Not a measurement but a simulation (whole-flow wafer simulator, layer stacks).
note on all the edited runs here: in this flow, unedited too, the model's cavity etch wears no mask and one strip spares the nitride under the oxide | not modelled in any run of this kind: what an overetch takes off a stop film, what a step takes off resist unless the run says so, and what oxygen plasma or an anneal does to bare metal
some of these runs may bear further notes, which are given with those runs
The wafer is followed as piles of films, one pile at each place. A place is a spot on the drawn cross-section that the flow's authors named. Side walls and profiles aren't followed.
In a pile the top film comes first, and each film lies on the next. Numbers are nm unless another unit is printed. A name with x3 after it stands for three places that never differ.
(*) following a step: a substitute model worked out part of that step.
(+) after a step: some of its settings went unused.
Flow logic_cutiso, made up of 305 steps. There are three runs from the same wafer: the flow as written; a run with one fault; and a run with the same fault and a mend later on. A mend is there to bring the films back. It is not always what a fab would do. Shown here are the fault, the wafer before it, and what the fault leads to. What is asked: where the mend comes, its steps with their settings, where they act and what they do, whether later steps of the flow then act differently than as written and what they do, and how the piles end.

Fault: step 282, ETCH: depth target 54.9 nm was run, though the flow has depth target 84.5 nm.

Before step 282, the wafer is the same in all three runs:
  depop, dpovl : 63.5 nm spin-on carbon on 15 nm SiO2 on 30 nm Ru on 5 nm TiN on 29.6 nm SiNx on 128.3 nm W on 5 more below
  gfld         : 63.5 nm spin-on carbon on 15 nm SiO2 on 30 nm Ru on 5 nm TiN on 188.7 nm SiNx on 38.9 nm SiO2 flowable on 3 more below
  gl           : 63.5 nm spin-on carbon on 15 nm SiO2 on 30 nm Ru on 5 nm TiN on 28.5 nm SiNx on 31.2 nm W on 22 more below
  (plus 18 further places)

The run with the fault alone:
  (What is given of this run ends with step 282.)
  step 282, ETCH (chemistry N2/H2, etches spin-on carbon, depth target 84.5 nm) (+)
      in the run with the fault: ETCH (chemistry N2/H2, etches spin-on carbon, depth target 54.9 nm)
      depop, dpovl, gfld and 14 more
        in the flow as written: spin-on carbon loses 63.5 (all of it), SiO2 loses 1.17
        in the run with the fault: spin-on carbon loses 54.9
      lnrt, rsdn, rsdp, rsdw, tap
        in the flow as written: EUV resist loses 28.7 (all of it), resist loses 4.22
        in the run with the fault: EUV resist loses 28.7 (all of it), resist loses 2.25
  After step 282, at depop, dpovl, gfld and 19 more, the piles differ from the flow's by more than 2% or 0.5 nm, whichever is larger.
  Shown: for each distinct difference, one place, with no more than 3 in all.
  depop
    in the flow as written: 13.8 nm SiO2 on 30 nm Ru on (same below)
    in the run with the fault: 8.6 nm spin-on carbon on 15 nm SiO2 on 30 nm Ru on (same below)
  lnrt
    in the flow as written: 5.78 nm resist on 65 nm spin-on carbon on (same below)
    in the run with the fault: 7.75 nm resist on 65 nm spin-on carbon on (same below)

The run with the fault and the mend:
  The mend follows step 282.
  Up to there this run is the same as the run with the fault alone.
  step 282a, ETCH (chemistry N2/H2, etches spin-on carbon, depth target 29.6 nm) (*) (+) (a further turn of the flow's step 282, with different settings)
      depop, dpovl, gfld and 14 more
        spin-on carbon loses 8.6 (all of it), SiO2 loses 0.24
      lnrt, rsdn, rsdp, rsdw, tap
        resist loses 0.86
  Steps later in the flow that act otherwise than as written (7 more steps, not shown, differ only slightly: by at most 2% or 0.5 nm, whichever is larger):
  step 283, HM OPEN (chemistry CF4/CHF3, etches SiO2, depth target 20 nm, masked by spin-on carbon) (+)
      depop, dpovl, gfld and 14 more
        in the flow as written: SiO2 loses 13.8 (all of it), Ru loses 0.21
        in the run with the mend: SiO2 loses 14.8 (all of it), Ru loses 0.17
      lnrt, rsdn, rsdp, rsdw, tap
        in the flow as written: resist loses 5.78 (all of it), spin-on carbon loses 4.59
        in the run with the mend: resist loses 6.89 (all of it), spin-on carbon loses 4.23
  At the end the piles are close to the flow's at the places that both follow, differing by at most 2% or 0.5 nm, whichever is larger.
